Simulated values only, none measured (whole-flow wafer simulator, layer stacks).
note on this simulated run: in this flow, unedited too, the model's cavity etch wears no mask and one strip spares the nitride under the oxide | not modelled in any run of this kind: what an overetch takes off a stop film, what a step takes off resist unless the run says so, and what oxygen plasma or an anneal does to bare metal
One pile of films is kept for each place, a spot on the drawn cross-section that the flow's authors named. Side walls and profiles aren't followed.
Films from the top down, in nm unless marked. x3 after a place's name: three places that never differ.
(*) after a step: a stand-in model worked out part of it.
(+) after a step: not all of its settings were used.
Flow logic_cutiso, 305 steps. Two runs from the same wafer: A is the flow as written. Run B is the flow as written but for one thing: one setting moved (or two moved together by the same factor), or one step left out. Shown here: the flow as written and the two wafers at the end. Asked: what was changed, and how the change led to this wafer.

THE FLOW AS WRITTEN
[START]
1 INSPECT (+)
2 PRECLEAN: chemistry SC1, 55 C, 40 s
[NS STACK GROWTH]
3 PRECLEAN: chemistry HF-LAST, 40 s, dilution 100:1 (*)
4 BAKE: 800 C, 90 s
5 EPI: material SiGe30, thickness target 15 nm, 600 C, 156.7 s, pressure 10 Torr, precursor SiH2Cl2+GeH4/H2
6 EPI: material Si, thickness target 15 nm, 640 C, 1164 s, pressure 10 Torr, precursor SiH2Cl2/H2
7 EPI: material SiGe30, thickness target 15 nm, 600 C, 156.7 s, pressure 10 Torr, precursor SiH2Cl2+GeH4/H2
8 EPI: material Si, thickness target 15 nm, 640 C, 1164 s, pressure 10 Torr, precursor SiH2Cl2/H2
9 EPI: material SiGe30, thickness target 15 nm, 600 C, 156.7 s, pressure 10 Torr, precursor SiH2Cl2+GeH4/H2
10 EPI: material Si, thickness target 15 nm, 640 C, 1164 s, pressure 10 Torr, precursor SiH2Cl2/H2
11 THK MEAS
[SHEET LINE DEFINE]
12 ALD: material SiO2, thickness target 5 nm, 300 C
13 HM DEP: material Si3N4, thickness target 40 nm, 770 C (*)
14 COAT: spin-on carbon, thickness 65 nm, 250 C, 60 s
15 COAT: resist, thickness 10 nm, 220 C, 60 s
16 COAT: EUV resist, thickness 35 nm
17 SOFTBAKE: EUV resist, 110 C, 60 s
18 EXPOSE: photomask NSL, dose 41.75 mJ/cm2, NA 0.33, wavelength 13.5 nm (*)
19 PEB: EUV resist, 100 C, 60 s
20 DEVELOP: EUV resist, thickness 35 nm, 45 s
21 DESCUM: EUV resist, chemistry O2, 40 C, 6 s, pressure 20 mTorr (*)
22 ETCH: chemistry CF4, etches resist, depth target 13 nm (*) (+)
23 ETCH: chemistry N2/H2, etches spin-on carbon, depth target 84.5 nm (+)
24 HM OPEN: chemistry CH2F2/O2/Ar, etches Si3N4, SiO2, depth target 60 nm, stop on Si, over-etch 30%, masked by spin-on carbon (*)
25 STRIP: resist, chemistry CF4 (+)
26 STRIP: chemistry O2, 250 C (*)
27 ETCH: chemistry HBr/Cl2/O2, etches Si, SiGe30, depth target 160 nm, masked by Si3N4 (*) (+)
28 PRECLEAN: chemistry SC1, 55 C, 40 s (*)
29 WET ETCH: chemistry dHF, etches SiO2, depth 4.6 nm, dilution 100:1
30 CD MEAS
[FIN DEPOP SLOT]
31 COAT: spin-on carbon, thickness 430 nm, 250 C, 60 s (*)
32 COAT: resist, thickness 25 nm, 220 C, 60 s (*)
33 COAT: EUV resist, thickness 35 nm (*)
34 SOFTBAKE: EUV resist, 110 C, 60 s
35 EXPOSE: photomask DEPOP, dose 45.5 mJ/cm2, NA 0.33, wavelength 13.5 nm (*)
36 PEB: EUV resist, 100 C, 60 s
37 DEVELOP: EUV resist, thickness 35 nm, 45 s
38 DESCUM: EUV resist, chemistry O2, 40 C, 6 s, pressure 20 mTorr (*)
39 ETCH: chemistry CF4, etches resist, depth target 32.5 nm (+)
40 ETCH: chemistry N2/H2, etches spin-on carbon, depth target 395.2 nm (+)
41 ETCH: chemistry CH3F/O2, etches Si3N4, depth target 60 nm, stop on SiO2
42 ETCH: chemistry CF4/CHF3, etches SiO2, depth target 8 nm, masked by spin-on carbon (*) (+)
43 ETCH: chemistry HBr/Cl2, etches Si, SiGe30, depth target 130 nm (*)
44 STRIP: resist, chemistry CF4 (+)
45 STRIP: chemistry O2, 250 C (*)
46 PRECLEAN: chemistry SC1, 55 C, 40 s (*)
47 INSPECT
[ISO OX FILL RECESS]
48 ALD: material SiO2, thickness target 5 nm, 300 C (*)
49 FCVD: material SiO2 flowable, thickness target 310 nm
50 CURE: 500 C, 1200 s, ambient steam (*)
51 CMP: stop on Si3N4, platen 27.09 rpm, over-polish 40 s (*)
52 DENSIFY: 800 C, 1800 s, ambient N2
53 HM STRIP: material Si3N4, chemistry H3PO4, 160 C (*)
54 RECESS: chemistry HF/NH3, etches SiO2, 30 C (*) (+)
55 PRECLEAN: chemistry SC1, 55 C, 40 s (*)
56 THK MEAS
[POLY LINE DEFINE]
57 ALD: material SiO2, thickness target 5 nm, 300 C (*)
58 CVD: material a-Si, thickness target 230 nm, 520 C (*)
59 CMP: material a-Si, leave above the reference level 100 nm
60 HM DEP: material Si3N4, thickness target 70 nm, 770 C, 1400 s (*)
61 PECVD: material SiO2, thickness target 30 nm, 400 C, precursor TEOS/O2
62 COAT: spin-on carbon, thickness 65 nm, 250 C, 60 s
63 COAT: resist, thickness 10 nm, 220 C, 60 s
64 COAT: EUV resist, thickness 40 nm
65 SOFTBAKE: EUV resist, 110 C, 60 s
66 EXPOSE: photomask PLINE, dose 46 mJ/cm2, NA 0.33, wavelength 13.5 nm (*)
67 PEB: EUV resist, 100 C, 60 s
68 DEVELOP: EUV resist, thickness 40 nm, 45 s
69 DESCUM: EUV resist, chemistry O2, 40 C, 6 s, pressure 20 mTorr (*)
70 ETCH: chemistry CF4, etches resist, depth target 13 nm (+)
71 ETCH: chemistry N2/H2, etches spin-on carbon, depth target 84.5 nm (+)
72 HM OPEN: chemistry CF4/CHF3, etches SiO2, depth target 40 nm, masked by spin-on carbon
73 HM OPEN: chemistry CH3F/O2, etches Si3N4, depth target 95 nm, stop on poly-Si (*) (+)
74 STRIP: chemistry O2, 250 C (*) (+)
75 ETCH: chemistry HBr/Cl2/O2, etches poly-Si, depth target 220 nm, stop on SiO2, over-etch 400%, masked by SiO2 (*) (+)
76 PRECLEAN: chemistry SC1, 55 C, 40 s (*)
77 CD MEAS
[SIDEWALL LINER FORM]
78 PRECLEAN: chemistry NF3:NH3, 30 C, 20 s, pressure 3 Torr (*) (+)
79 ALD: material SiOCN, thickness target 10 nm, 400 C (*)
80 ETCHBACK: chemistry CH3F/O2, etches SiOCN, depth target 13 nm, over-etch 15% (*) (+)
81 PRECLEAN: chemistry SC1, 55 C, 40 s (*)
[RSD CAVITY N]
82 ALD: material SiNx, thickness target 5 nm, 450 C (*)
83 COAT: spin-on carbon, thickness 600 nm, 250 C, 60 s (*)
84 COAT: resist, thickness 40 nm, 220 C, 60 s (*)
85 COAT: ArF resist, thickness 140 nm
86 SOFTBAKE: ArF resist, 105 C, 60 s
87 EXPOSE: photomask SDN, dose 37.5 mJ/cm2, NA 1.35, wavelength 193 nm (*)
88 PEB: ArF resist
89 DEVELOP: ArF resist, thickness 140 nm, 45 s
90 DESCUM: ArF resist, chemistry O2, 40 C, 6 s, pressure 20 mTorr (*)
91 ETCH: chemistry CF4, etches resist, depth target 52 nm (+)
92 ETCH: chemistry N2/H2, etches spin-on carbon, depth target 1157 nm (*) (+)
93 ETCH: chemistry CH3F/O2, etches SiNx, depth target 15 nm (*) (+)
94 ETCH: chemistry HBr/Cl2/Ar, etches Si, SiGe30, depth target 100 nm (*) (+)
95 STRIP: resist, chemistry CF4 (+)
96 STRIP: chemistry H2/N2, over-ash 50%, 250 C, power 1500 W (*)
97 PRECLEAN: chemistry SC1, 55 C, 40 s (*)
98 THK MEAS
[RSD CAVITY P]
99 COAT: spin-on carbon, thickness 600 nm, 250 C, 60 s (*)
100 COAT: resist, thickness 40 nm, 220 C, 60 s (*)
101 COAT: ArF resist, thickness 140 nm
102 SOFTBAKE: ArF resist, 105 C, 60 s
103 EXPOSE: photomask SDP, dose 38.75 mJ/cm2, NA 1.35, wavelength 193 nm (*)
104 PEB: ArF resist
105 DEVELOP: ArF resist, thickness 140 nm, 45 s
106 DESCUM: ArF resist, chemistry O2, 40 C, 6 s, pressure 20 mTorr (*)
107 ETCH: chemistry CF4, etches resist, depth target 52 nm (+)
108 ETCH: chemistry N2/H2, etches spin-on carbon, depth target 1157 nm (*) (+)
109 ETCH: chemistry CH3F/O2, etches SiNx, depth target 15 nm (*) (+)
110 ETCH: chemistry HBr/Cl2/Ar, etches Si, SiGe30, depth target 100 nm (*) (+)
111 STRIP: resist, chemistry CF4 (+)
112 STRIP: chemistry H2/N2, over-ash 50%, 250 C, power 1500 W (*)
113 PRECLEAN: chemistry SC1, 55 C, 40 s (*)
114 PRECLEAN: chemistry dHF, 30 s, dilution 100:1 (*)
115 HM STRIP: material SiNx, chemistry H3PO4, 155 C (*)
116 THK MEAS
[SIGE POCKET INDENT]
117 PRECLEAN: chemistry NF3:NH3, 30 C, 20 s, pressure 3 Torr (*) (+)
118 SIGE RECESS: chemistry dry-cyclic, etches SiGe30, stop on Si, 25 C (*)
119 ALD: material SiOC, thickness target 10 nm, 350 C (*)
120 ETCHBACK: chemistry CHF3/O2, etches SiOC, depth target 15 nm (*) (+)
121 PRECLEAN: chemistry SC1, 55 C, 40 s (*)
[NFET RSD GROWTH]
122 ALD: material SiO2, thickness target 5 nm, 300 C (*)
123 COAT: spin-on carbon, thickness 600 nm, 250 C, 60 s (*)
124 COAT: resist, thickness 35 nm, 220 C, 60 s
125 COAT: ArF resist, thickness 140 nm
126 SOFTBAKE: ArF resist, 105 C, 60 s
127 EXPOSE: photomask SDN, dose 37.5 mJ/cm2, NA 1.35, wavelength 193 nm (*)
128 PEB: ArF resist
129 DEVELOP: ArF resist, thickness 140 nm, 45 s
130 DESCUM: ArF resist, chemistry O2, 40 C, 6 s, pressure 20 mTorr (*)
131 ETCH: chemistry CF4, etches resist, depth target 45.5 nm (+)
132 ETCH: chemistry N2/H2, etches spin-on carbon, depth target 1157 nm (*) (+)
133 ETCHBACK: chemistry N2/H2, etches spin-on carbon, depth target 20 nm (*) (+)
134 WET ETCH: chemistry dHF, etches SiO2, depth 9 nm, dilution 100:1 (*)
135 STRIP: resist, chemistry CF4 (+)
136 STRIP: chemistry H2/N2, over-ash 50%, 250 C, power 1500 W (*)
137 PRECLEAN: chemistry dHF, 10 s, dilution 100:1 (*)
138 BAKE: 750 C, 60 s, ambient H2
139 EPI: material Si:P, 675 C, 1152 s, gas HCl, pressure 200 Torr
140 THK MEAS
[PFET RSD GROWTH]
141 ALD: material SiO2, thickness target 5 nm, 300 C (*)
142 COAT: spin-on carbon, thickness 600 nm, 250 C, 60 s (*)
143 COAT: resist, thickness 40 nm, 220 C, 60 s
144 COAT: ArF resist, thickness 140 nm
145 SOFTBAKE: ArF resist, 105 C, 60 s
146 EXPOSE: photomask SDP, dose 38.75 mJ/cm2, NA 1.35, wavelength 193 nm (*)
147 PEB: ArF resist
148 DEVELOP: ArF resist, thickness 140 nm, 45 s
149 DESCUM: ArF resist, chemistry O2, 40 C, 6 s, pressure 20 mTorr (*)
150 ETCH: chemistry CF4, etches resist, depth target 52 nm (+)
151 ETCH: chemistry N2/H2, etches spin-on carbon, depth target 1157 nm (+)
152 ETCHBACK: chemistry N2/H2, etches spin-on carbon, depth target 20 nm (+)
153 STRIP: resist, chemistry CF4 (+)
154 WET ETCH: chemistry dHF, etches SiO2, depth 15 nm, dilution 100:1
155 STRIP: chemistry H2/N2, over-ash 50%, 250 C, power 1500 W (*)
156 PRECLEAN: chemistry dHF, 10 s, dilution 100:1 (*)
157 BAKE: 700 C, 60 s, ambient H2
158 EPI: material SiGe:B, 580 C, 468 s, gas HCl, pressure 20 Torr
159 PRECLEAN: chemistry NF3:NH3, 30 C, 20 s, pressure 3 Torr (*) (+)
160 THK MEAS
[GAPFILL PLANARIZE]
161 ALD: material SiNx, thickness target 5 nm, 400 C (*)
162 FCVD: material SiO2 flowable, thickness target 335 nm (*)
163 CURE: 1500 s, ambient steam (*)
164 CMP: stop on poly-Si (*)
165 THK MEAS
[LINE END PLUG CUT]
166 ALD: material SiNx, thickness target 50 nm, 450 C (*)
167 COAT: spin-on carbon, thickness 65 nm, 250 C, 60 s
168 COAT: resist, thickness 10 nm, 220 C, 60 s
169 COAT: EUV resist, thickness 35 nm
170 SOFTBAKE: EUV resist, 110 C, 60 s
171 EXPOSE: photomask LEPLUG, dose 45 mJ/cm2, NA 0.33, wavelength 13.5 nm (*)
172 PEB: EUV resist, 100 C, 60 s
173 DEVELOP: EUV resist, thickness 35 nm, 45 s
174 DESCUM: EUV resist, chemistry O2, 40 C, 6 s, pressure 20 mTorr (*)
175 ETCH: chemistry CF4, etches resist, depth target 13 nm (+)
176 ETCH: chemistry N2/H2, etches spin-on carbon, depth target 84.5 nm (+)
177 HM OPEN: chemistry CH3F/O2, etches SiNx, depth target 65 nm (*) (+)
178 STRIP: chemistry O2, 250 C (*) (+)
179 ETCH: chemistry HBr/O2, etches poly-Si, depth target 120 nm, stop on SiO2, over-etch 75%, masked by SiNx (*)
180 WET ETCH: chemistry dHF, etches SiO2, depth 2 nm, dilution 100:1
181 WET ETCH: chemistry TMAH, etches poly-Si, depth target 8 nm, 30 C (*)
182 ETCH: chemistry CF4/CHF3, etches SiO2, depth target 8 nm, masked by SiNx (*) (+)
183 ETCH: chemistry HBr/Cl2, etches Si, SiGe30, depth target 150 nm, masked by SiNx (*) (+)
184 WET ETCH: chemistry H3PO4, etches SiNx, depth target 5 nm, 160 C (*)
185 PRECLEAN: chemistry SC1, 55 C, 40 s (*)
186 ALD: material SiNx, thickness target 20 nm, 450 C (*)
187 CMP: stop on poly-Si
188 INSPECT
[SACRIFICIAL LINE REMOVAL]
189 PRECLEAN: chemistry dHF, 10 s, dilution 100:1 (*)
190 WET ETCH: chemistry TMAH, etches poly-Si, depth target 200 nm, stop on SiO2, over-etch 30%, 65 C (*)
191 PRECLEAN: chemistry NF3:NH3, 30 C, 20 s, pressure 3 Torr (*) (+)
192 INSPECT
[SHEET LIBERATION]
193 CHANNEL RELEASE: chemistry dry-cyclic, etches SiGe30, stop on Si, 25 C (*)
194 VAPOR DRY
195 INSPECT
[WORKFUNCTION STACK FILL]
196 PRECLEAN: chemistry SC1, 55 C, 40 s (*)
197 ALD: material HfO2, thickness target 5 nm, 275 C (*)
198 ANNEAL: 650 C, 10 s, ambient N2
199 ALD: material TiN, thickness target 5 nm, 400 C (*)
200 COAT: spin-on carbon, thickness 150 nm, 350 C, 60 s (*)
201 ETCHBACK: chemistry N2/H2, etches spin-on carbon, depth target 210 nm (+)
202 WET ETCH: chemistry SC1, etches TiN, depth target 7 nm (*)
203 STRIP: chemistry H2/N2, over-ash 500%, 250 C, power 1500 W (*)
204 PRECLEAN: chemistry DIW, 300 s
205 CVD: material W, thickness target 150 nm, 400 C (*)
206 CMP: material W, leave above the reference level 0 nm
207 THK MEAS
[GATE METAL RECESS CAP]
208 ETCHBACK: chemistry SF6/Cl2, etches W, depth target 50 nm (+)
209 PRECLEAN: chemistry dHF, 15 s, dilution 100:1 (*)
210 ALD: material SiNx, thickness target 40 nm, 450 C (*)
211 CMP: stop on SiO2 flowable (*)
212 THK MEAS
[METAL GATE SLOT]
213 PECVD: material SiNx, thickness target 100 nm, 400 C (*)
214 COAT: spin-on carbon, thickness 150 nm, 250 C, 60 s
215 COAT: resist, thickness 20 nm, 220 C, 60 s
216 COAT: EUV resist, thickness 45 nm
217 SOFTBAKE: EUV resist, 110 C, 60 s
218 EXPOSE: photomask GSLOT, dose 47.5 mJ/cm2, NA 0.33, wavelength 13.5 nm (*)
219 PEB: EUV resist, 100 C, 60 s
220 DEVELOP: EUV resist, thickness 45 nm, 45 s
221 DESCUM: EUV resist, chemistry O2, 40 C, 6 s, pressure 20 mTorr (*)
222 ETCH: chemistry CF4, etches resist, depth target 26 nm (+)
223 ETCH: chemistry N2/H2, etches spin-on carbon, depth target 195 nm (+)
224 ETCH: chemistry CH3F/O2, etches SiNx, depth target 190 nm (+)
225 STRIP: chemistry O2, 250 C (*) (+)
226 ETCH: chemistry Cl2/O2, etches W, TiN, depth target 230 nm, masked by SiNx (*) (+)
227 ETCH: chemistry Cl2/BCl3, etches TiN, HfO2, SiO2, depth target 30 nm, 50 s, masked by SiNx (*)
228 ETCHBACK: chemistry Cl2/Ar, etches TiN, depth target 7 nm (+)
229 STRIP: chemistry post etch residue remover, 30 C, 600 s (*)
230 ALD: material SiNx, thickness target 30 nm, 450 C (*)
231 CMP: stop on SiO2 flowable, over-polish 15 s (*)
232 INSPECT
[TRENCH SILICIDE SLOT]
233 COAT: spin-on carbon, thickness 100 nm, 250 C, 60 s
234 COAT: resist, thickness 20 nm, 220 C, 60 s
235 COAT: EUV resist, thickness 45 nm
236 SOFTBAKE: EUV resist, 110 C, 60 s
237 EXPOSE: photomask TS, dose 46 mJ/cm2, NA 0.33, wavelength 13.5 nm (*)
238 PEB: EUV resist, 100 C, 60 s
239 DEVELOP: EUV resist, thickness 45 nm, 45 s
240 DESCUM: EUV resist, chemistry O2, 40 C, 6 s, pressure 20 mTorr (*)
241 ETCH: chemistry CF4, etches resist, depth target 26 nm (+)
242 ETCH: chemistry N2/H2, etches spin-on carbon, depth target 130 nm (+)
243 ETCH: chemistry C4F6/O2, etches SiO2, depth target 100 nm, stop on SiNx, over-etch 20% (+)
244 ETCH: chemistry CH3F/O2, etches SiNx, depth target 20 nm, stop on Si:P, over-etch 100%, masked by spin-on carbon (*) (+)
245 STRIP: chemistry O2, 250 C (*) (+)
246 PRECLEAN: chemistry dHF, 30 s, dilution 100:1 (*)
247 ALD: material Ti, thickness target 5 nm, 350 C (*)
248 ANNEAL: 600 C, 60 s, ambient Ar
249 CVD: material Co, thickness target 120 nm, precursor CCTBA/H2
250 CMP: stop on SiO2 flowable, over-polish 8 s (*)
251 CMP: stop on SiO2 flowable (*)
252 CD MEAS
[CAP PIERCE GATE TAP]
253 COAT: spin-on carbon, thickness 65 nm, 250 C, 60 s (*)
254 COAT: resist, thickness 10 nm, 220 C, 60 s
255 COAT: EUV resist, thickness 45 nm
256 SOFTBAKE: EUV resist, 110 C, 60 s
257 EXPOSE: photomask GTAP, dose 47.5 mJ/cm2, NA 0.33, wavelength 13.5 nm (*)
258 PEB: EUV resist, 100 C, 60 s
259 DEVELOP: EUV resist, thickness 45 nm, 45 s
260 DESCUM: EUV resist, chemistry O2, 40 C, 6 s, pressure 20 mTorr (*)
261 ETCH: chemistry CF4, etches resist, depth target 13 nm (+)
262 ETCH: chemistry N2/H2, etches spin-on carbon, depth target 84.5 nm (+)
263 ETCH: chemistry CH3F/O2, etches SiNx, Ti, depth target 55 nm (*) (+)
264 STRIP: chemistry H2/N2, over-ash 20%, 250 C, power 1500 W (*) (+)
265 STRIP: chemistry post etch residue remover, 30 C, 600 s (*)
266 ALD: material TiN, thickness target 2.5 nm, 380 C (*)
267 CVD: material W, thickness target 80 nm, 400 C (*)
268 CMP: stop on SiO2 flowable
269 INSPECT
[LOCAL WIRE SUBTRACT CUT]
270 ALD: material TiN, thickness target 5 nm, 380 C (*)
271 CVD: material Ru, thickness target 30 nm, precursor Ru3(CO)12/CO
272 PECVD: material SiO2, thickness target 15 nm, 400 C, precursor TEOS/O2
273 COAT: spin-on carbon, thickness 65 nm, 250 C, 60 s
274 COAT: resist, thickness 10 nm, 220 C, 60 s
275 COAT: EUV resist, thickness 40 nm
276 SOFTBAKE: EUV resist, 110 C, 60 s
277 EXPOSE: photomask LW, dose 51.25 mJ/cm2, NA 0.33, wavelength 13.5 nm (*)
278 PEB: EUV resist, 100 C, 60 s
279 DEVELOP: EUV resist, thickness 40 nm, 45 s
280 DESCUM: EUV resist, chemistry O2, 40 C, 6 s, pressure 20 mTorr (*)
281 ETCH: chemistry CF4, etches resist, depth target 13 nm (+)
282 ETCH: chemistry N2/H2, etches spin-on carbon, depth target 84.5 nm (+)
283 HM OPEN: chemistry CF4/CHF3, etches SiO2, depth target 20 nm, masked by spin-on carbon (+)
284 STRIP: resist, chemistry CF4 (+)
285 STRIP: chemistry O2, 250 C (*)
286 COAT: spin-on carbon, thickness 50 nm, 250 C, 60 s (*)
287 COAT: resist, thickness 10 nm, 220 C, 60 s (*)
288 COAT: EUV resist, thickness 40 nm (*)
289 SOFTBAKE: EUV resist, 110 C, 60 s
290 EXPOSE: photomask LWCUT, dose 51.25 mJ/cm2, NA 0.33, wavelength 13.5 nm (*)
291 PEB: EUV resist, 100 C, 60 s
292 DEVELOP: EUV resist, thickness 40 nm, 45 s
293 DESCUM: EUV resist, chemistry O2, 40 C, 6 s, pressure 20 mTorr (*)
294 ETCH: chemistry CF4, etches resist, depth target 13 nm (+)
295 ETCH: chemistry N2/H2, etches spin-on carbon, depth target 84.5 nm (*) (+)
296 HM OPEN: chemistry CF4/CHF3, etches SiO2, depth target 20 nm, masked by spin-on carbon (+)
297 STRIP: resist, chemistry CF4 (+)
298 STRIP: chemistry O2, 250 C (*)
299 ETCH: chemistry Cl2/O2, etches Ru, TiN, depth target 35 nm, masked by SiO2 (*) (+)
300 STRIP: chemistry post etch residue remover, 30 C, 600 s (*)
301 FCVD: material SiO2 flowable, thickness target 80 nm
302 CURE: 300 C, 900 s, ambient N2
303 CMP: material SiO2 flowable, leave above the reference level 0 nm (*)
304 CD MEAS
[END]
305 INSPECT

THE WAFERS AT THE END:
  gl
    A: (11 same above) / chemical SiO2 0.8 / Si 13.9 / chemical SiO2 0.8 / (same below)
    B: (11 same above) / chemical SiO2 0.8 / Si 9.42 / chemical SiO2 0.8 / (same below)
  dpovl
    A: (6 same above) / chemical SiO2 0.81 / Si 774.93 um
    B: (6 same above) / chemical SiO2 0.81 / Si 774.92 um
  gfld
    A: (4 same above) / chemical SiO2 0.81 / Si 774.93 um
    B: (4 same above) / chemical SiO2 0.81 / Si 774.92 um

The cause: step 8, EPI: 815.1 s was run, where the flow has 1164 s.

How the change led to this, step by step:
  8 EPI: material Si, thickness target 15 nm, 640 C, 1164 s, pressure 10 Torr, precursor SiH2Cl2/H2
      depop, dpovl, gfld and 19 more: A Si +15 (new film) | B Si +10.5 (new film)
  27 ETCH: chemistry HBr/Cl2/O2, etches Si, SiGe30, depth target 160 nm, masked by Si3N4 (*) (+)
      gfld, gxf, iso, lnri: A chemical SiO2 -0.79 (all of it), Si -11.4 (all of it), SiGe30 -15 (all of it), Si -15 (all of it), SiGe30 -15 (all of it), Si -15 (all of it), SiGe30 -15 (all of it), Si -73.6 | B chemical SiO2 -0.79 (all of it), Si -11.4 (all of it), SiGe30 -15 (all of it), Si -10.5 (all of it), SiGe30 -15 (all of it), Si -15 (all of it), SiGe30 -15 (all of it), Si -78.1
      dpovl, nsgap: A chemical SiO2 -0.79 (all of it), Si -11.8 (all of it), SiGe30 -15 (all of it), Si -15 (all of it), SiGe30 -15 (all of it), Si -15 (all of it), SiGe30 -15 (all of it), Si -73.2 | B chemical SiO2 -0.79 (all of it), Si -11.8 (all of it), SiGe30 -15 (all of it), Si -10.5 (all of it), SiGe30 -15 (all of it), Si -15 (all of it), SiGe30 -15 (all of it), Si -77.7
      (and at 1 more place)
  43 ETCH: chemistry HBr/Cl2, etches Si, SiGe30, depth target 130 nm (*)
      depop: A Si -14 (all of it), SiGe30 -15 (all of it), Si -15 (all of it), SiGe30 -15 (all of it), Si -15 (all of it), SiGe30 -15 (all of it), Si -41 | B Si -14 (all of it), SiGe30 -15 (all of it), Si -10.5 (all of it), SiGe30 -15 (all of it), Si -15 (all of it), SiGe30 -15 (all of it), Si -45.5
  94 ETCH: chemistry HBr/Cl2/Ar, etches Si, SiGe30, depth target 100 nm (*) (+)
      rsdn, rsdx: A chemical SiO2 -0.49 (all of it), Si -12.8 (all of it), SiGe30 -15 (all of it), Si -15 (all of it), SiGe30 -15 (all of it), Si -15 (all of it), SiGe30 -15 (all of it), Si -12.2 | B chemical SiO2 -0.49 (all of it), Si -12.8 (all of it), SiGe30 -15 (all of it), Si -10.5 (all of it), SiGe30 -15 (all of it), Si -15 (all of it), SiGe30 -15 (all of it), Si -16.7
  110 ETCH: chemistry HBr/Cl2/Ar, etches Si, SiGe30, depth target 100 nm (*) (+)
      rsdp, rsdw: A chemical SiO2 -0.49 (all of it), Si -12.8 (all of it), SiGe30 -15 (all of it), Si -15 (all of it), SiGe30 -15 (all of it), Si -15 (all of it), SiGe30 -15 (all of it), Si -12.2 | B chemical SiO2 -0.49 (all of it), Si -12.8 (all of it), SiGe30 -15 (all of it), Si -10.5 (all of it), SiGe30 -15 (all of it), Si -15 (all of it), SiGe30 -15 (all of it), Si -16.7
  183 ETCH: chemistry HBr/Cl2, etches Si, SiGe30, depth target 150 nm, masked by SiNx (*) (+)
      plug: A Si -13.6 (all of it), SiGe30 -15 (all of it), Si -15 (all of it), SiGe30 -15 (all of it), Si -15 (all of it), SiGe30 -15 (all of it), Si -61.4 | B Si -13.6 (all of it), SiGe30 -15 (all of it), Si -10.5 (all of it), SiGe30 -15 (all of it), Si -15 (all of it), SiGe30 -15 (all of it), Si -65.9
